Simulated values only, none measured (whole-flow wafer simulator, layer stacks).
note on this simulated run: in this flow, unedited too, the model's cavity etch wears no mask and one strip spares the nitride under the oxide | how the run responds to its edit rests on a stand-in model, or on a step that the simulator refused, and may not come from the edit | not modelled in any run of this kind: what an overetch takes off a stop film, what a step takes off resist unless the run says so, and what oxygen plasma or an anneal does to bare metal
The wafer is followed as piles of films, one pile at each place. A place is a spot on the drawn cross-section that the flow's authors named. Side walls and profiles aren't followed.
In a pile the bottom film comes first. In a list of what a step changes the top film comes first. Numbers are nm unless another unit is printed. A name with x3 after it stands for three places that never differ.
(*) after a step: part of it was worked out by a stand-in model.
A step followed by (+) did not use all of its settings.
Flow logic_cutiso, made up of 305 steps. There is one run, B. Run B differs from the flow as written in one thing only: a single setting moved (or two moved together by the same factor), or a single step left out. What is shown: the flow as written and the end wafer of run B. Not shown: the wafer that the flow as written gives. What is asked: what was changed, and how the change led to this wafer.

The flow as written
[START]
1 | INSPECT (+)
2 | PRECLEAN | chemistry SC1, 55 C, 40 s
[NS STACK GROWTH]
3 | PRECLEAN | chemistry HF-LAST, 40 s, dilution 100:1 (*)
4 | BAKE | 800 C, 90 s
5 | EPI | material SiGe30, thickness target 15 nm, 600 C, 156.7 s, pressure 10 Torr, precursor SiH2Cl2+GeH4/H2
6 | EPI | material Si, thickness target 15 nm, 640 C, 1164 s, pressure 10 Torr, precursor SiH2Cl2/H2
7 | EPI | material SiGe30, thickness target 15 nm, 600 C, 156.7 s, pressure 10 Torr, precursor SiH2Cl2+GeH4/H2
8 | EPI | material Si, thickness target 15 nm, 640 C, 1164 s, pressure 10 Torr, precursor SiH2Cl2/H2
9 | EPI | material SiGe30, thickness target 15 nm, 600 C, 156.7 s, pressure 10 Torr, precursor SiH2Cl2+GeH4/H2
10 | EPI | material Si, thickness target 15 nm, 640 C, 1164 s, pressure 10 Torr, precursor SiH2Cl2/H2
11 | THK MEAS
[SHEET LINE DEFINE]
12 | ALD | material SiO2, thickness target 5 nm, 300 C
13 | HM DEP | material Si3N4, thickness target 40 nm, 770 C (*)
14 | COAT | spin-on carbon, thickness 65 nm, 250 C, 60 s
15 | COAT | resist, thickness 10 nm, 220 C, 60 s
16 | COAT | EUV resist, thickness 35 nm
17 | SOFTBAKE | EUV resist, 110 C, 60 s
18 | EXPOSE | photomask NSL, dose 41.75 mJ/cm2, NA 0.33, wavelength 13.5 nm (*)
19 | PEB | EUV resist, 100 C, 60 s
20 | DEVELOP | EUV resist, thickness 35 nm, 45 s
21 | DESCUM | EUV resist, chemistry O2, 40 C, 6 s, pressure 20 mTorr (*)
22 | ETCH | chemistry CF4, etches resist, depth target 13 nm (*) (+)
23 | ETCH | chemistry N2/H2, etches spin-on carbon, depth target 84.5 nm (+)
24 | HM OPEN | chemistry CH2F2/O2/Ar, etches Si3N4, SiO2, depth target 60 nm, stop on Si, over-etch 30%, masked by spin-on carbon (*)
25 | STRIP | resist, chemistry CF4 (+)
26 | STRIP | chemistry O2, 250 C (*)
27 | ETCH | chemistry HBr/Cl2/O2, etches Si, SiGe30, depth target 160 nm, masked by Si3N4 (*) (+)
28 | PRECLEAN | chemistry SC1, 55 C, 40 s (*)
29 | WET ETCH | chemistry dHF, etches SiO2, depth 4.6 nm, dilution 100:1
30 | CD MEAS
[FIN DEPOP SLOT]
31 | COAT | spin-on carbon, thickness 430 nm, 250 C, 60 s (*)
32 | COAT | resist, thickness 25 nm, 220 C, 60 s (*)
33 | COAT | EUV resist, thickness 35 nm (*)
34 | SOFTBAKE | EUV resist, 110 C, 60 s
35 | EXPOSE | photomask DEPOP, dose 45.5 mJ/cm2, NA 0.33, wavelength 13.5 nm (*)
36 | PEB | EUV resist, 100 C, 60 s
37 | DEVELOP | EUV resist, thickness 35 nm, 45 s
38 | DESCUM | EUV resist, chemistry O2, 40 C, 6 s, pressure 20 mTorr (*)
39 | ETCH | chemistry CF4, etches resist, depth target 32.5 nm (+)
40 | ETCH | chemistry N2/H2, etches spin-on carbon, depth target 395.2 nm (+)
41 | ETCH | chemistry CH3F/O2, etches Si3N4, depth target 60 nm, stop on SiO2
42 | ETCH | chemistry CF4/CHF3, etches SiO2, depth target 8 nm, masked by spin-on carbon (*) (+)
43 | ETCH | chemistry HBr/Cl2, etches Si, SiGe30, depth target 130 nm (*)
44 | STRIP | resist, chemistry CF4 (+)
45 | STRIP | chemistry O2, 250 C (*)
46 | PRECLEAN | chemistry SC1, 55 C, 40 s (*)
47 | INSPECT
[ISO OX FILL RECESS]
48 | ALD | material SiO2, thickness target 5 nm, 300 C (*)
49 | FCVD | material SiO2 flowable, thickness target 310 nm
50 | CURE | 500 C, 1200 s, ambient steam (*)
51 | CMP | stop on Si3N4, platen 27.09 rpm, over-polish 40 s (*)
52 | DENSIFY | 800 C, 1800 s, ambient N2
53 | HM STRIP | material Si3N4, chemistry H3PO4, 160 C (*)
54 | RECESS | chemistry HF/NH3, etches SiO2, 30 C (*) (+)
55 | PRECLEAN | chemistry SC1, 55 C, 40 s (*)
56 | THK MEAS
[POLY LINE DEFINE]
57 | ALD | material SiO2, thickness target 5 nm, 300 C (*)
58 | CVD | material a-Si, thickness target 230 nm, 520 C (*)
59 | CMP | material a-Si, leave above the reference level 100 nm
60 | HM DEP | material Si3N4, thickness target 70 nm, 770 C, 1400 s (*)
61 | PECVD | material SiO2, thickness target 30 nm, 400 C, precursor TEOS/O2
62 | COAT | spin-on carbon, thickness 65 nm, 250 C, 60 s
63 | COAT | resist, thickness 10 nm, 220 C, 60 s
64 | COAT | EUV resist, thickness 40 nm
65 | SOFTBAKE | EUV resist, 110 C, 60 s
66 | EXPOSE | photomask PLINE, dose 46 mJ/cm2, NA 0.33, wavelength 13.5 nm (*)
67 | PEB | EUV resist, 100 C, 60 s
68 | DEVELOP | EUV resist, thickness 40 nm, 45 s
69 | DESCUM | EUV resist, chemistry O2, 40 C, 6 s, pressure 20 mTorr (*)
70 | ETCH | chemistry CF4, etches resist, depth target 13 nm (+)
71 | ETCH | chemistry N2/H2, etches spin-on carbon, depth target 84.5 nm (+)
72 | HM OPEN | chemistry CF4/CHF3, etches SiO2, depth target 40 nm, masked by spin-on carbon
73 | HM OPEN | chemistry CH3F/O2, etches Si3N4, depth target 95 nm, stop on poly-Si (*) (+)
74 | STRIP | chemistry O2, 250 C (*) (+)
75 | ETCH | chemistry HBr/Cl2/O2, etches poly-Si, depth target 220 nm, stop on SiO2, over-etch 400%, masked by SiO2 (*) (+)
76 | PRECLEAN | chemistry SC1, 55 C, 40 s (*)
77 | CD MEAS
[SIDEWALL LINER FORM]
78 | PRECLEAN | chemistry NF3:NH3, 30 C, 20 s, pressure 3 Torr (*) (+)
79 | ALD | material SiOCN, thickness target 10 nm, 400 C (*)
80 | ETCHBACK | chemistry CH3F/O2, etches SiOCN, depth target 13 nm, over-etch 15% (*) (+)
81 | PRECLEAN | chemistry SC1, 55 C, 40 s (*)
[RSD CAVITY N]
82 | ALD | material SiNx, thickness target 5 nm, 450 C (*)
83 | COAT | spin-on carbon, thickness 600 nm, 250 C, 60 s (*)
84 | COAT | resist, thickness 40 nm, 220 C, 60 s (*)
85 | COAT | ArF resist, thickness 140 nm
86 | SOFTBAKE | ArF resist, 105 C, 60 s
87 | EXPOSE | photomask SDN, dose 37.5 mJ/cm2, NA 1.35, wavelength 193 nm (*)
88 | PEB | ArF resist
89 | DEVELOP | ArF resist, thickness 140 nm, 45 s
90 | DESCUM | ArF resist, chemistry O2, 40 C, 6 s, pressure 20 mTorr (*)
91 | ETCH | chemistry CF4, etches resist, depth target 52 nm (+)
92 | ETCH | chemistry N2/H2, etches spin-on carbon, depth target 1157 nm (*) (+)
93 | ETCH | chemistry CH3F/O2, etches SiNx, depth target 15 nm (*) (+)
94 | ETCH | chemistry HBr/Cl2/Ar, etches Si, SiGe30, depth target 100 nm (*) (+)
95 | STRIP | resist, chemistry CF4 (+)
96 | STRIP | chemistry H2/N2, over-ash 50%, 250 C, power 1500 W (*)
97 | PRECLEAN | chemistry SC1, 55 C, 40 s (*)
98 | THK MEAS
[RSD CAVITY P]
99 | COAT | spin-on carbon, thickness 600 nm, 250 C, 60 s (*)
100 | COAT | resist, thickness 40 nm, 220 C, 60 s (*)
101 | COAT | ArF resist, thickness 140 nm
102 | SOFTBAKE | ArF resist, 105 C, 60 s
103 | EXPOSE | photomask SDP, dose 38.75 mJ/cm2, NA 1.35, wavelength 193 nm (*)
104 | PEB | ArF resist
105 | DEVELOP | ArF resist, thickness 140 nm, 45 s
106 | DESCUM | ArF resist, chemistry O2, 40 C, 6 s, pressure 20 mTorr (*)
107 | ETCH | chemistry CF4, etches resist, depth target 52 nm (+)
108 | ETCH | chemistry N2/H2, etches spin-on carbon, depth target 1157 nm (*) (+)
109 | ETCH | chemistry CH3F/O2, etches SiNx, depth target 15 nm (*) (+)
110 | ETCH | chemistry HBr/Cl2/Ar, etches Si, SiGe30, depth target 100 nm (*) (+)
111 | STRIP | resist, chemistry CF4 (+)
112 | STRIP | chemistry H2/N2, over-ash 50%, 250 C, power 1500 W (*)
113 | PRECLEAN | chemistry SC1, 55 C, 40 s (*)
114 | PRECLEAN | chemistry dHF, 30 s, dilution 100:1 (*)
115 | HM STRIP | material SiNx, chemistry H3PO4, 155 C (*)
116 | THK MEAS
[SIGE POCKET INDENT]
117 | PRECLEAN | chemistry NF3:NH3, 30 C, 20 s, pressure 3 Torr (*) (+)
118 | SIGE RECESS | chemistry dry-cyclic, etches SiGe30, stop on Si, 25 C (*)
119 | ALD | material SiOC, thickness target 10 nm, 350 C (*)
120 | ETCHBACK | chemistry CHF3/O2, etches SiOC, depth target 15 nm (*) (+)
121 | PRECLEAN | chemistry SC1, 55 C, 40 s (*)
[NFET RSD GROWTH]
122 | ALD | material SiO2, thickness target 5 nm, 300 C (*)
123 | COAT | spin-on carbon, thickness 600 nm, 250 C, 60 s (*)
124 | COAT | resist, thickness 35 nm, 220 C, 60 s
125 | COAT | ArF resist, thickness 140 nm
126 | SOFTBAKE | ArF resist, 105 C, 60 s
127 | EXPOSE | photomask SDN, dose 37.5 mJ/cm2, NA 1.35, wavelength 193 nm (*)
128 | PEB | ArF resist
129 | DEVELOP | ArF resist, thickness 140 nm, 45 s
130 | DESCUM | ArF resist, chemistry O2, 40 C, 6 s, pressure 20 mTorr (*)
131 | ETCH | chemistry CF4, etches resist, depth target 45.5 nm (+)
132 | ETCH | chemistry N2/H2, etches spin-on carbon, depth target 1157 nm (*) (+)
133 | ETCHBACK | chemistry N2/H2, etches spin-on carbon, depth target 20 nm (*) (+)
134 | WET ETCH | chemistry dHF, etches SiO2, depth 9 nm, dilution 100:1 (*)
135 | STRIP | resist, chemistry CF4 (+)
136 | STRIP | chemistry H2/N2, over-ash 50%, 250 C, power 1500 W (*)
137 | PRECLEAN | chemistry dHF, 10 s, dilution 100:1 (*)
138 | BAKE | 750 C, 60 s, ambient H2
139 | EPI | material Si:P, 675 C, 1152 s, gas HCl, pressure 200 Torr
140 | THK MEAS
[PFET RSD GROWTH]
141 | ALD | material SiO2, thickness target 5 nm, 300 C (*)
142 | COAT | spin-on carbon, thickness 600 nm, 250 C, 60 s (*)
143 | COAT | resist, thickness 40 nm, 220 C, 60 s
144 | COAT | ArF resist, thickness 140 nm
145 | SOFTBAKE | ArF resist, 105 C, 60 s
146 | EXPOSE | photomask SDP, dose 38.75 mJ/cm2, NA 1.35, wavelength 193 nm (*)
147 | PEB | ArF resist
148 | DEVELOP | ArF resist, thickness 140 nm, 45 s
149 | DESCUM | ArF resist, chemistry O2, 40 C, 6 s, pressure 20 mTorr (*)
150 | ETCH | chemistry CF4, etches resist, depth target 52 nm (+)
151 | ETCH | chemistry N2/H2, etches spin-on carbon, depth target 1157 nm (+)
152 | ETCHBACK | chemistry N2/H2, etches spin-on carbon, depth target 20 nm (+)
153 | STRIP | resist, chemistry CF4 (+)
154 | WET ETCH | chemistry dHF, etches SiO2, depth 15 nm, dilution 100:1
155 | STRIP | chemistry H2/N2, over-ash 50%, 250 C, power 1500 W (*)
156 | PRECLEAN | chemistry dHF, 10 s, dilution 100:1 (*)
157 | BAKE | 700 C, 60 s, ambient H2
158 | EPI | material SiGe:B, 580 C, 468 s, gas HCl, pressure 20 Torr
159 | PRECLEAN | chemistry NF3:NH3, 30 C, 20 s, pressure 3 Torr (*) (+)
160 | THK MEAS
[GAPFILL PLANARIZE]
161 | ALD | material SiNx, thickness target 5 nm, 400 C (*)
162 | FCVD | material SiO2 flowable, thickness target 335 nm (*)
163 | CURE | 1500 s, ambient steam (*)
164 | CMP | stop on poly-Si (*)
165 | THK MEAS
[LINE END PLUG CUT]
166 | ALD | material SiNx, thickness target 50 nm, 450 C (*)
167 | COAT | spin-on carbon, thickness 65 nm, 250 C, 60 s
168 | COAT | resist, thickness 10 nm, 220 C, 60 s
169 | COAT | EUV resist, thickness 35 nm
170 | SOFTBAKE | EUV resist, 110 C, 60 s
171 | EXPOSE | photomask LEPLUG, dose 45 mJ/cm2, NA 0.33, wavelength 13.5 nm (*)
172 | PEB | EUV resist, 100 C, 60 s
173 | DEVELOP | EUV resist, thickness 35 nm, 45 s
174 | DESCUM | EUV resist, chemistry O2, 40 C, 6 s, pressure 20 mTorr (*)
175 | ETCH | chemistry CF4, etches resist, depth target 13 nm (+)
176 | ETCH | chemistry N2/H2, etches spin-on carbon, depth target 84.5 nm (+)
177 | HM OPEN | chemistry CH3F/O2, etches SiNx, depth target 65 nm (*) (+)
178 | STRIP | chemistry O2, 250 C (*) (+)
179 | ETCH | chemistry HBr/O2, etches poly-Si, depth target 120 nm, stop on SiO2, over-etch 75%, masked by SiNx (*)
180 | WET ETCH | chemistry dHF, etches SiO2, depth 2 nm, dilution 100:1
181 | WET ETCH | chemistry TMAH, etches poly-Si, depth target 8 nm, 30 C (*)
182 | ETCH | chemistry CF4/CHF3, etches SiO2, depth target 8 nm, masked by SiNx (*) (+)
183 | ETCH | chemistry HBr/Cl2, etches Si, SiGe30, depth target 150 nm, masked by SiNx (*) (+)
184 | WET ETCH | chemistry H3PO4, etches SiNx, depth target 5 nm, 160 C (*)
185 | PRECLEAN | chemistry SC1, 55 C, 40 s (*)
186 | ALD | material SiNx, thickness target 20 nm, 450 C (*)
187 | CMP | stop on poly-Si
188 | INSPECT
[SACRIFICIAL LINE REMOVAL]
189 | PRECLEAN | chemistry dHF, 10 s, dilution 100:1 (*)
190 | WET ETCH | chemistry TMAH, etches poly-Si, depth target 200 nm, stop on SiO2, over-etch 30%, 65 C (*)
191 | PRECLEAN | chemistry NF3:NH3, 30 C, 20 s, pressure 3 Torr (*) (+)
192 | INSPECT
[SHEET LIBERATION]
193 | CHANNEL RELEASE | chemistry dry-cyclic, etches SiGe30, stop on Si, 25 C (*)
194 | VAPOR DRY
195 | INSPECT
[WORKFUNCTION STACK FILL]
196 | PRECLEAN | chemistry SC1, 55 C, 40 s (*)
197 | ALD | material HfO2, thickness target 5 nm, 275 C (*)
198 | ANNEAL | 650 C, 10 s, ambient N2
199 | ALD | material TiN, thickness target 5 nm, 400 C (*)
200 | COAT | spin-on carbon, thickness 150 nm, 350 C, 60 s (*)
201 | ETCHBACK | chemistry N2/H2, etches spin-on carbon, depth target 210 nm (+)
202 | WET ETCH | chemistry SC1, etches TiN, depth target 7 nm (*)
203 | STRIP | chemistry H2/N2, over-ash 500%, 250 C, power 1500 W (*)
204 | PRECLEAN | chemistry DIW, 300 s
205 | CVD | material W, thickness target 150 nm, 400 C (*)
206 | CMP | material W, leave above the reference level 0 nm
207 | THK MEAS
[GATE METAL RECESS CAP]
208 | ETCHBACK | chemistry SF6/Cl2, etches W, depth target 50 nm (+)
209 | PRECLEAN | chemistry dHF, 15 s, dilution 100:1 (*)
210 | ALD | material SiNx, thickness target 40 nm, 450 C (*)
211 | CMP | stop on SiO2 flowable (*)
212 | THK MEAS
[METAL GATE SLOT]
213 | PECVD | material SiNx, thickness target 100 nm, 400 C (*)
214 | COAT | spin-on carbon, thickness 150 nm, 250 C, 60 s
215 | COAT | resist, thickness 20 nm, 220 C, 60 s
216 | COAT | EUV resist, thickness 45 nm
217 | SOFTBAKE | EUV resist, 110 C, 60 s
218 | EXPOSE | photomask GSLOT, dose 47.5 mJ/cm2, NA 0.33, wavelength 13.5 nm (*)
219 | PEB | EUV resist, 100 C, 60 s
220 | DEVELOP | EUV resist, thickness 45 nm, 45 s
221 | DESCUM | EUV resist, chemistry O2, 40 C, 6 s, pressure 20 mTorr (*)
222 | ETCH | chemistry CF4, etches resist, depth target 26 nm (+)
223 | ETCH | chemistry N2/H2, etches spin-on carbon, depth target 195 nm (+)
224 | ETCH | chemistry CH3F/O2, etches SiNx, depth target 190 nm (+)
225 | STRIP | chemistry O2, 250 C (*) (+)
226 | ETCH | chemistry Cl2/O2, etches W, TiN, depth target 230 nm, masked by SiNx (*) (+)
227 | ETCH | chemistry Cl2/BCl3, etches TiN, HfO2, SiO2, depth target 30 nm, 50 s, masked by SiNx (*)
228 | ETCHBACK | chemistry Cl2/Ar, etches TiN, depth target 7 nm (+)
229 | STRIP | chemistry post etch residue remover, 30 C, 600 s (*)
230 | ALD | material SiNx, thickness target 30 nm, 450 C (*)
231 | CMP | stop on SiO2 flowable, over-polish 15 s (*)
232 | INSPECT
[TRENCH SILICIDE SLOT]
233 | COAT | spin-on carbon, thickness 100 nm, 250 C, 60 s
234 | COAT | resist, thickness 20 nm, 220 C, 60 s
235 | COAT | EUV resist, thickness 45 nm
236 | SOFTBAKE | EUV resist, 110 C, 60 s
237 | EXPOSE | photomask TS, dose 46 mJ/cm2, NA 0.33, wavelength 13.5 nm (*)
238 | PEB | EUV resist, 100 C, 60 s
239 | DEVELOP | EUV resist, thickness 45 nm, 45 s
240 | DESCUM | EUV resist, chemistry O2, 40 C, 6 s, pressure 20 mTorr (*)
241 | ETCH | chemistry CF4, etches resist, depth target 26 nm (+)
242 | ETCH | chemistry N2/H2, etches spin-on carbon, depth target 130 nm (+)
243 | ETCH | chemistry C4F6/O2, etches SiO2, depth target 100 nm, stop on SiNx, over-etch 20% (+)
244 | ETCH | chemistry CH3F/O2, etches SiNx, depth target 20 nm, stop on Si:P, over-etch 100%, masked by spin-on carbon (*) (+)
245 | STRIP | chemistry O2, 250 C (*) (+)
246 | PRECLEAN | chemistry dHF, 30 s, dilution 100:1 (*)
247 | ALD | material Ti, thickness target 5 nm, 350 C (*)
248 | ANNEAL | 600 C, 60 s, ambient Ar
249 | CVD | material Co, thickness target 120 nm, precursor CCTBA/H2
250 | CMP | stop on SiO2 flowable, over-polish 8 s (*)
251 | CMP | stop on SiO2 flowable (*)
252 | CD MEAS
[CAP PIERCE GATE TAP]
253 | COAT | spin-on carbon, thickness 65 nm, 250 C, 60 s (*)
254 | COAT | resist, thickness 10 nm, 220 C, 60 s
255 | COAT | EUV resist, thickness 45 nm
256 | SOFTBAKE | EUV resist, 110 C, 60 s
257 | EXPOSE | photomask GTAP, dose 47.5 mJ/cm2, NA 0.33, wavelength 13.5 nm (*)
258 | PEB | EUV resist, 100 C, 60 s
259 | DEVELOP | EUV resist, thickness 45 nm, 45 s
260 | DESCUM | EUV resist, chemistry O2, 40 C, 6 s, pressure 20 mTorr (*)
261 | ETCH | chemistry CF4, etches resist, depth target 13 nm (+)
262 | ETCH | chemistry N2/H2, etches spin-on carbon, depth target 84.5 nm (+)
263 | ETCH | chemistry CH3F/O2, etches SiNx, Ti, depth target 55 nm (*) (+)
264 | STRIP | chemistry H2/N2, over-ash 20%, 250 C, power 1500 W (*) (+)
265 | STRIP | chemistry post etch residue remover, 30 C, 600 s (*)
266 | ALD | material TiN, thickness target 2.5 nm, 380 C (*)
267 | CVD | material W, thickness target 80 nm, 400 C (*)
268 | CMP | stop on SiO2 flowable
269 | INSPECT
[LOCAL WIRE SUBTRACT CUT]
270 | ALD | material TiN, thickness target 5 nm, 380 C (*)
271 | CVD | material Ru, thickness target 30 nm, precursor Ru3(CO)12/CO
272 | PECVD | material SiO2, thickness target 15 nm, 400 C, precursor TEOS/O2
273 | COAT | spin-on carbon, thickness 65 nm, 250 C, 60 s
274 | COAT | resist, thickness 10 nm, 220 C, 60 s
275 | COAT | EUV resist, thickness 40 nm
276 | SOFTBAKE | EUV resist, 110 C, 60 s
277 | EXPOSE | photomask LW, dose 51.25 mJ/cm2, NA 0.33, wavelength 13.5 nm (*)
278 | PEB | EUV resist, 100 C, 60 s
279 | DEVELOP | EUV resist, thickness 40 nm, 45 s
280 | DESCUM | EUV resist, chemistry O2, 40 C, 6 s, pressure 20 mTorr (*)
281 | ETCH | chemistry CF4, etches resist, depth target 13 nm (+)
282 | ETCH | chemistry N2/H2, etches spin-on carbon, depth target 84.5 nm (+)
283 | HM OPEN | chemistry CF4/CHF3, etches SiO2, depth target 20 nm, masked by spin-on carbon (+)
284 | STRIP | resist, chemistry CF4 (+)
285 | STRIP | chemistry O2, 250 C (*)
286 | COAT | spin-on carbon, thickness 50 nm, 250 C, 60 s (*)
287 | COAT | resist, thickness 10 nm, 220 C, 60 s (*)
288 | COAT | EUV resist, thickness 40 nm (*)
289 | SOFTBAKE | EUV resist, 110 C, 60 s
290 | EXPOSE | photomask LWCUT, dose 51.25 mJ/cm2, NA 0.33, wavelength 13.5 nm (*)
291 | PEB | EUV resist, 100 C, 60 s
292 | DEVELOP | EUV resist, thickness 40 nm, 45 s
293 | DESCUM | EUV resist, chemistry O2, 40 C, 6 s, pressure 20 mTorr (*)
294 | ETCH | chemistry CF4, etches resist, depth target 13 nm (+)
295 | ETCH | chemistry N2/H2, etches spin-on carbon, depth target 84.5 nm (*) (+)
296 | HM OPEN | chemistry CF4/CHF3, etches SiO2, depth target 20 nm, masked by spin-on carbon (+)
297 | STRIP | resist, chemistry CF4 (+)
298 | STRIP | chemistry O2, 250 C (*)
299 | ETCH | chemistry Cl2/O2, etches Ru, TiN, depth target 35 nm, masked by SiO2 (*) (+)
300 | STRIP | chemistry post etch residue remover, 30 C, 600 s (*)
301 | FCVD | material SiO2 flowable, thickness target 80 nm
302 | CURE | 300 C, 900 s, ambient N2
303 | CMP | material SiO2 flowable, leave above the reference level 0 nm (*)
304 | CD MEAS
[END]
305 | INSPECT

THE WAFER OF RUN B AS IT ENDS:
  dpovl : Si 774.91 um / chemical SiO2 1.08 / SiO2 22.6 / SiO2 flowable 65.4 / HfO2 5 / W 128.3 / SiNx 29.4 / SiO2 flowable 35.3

The reason: step 40, ETCH: depth target 464.4 nm was run, though the flow has depth target 395.2 nm.

Step by step, how the change led to this:
  40 | ETCH | chemistry N2/H2, etches spin-on carbon, depth target 395.2 nm (+)
      gfld, gl, glp and 17 more: EUV resist loses 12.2 (all of it), resist loses 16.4 (it would be, as written: EUV resist loses 12.2 (all of it), resist loses 13.9)
      depop: spin-on carbon loses 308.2 (all of it), Si3N4 loses 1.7 (it would be, as written: spin-on carbon loses 308.2 (all of it), Si3N4 loses 0.95)
      (as well as at 1 more place)
  41 | ETCH | chemistry CH3F/O2, etches Si3N4, depth target 60 nm, stop on SiO2
      depop: Si3N4 loses 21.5 (all of it), SiO2 loses 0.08 (it would be, as written: Si3N4 loses 22.2 (all of it), SiO2 loses 0.08)
  42 | ETCH | chemistry CF4/CHF3, etches SiO2, depth target 8 nm, masked by spin-on carbon (*) (+)
      gfld: resist loses 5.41 (all of it), spin-on carbon loses 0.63 (it would be, as written: resist loses 7.38)
      gxf: resist loses 5.08 (all of it), spin-on carbon loses 0.74 (it would be, as written: resist loses 7.42 (all of it))
      (as well as at 18 more places)
  43 | ETCH | chemistry HBr/Cl2, etches Si, SiGe30, depth target 130 nm (*)
      dpovl: spin-on carbon loses 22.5 (all of it), Si loses 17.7 (it would be, as written: spin-on carbon loses 32)
  45 | STRIP | chemistry O2, 250 C (*)
      dpovl: chemical SiO2 gains 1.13 (new film), Si loses 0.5 (it would be, as written: chemical SiO2 gains 0.82 (new film), spin-on carbon loses 59.3 (all of it), Si loses 0.36)
  48 | ALD | material SiO2, thickness target 5 nm, 300 C (*)
      dpovl: SiO2 gains 22.6 (new film) (it would be, as written: SiO2 gains 5 (new film))
  52 | DENSIFY | 800 C, 1800 s, ambient N2
      nsgap: SiO2 flowable loses 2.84 (it would be, as written: SiO2 flowable loses 2.13)
